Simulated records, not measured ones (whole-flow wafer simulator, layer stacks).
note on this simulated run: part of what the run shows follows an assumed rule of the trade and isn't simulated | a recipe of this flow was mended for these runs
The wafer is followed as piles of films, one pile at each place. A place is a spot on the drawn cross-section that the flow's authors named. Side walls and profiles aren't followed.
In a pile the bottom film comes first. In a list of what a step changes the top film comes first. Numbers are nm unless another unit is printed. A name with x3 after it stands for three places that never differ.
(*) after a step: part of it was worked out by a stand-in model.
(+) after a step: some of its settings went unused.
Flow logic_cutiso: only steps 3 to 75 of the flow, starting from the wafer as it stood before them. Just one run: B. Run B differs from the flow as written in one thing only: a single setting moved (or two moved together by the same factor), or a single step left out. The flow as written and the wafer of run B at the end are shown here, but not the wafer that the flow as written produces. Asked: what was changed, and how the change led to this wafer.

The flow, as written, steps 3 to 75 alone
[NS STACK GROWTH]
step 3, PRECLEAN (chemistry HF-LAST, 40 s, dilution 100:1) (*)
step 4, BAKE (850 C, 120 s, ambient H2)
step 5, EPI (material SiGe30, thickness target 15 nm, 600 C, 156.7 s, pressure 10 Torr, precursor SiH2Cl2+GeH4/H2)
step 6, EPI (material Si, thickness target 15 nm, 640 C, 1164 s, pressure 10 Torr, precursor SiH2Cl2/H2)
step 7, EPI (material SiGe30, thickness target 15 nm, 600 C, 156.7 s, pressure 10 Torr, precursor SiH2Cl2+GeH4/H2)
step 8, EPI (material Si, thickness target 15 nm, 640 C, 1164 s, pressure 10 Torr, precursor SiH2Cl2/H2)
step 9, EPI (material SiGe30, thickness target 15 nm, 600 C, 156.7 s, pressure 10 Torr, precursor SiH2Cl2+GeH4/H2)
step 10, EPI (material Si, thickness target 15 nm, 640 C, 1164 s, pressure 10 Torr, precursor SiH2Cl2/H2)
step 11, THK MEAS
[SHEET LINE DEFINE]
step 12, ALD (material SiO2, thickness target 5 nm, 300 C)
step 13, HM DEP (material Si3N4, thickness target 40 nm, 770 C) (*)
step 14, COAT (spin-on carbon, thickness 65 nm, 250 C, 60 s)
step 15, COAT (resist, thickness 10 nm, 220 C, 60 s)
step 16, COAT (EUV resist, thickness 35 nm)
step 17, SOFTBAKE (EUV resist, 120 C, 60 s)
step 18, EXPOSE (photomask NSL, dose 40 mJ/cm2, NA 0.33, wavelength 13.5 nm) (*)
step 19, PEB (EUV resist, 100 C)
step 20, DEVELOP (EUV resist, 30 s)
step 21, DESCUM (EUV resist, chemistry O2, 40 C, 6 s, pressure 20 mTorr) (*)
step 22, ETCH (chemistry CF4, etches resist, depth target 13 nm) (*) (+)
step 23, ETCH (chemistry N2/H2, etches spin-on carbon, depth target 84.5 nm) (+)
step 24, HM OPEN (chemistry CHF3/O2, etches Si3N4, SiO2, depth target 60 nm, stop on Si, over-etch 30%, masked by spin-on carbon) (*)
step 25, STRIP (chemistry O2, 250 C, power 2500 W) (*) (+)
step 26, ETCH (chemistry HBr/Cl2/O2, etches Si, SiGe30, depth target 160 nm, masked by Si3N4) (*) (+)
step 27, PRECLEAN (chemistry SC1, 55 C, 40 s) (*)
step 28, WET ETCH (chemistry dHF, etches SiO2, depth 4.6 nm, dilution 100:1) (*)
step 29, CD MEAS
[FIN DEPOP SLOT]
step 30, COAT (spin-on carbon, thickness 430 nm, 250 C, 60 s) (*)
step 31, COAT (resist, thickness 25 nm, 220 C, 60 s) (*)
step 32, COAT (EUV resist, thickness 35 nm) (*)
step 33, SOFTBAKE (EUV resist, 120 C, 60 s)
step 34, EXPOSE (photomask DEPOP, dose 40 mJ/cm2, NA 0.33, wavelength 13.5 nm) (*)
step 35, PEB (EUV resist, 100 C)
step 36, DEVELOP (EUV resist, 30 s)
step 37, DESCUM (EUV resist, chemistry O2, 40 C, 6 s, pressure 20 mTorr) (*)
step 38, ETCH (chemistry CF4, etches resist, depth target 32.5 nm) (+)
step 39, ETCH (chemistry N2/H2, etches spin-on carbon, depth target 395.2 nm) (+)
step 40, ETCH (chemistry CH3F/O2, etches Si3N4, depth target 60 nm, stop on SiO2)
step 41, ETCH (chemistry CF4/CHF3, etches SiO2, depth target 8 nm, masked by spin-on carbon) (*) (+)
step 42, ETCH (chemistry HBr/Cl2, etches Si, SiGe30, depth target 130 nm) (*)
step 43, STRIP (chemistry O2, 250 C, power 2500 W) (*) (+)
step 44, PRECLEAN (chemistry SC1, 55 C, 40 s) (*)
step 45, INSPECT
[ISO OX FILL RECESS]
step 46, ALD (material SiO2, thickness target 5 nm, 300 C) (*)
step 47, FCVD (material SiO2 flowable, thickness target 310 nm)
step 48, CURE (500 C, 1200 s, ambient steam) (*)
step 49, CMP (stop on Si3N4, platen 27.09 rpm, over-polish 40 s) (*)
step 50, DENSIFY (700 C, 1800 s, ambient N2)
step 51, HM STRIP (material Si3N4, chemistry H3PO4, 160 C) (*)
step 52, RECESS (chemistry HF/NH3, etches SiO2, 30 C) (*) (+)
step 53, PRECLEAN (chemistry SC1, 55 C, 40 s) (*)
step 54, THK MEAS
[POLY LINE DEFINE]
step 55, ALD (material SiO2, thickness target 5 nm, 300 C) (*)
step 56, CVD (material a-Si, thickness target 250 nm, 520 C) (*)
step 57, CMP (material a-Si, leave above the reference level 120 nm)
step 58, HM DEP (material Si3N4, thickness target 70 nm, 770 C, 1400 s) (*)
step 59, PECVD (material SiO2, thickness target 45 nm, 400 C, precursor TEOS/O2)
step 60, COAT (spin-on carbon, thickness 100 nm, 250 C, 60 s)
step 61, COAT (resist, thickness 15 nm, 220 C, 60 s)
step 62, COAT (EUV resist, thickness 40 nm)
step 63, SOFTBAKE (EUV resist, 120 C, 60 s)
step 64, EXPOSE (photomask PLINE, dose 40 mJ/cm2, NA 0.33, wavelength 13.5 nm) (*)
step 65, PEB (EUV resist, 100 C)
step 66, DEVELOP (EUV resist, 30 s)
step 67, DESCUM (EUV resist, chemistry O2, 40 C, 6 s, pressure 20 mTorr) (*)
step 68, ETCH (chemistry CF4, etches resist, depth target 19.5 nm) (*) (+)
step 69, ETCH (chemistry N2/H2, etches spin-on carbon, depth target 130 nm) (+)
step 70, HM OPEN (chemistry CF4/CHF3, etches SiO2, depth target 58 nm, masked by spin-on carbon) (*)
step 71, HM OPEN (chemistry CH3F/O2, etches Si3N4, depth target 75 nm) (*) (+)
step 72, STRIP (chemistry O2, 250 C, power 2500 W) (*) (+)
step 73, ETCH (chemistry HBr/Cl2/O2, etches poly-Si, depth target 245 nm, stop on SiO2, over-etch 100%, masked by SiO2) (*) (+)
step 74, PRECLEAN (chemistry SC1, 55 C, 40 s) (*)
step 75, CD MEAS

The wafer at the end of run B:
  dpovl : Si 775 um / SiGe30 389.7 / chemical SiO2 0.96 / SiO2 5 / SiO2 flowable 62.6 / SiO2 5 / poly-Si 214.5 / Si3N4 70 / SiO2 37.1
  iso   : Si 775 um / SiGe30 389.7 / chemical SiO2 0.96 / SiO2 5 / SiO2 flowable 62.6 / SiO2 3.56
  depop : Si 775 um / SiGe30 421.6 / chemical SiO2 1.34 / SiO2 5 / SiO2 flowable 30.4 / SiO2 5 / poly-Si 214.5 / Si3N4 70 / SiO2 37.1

Cause: step 5, EPI: 870 C was run, though the flow has 600 C.

The path from the change to this, step by step:
  step 5, EPI (material SiGe30, thickness target 15 nm, 600 C, 156.7 s, pressure 10 Torr, precursor SiH2Cl2+GeH4/H2)
      depop, dpovl, gfld and 19 more: +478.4 SiGe30 (new film) (in the flow as written it would be: +15 SiGe30 (new film))
  step 26, ETCH (chemistry HBr/Cl2/O2, etches Si, SiGe30, depth target 160 nm, masked by Si3N4) (*) (+)
      dpovl, gfld, gxf, iso, isow, lnri, nsgap: -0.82 chemical SiO2 (all of it), -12 Si (all of it), -15 SiGe30 (all of it), -15 Si (all of it), -15 SiGe30 (all of it), -15 Si (all of it), -88 SiGe30 (in the flow as written it would be: -0.82 chemical SiO2 (all of it), -12 Si (all of it), -15 SiGe30 (all of it), -15 Si (all of it), -15 SiGe30 (all of it), -15 Si (all of it), -15 SiGe30 (all of it), -73 Si)
  step 42, ETCH (chemistry HBr/Cl2, etches Si, SiGe30, depth target 130 nm) (*)
      depop: -13.8 Si (all of it), -15 SiGe30 (all of it), -15 Si (all of it), -15 SiGe30 (all of it), -15 Si (all of it), -56.2 SiGe30 (in the flow as written it would be: -13.8 Si (all of it), -15 SiGe30 (all of it), -15 Si (all of it), -15 SiGe30 (all of it), -15 Si (all of it), -15 SiGe30 (all of it), -41.2 Si)
  step 43, STRIP (chemistry O2, 250 C, power 2500 W) (*) (+)
      depop: +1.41 chemical SiO2 (new film), -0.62 SiGe30 (in the flow as written it would be: +1.04 chemical SiO2 (new film), -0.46 Si)
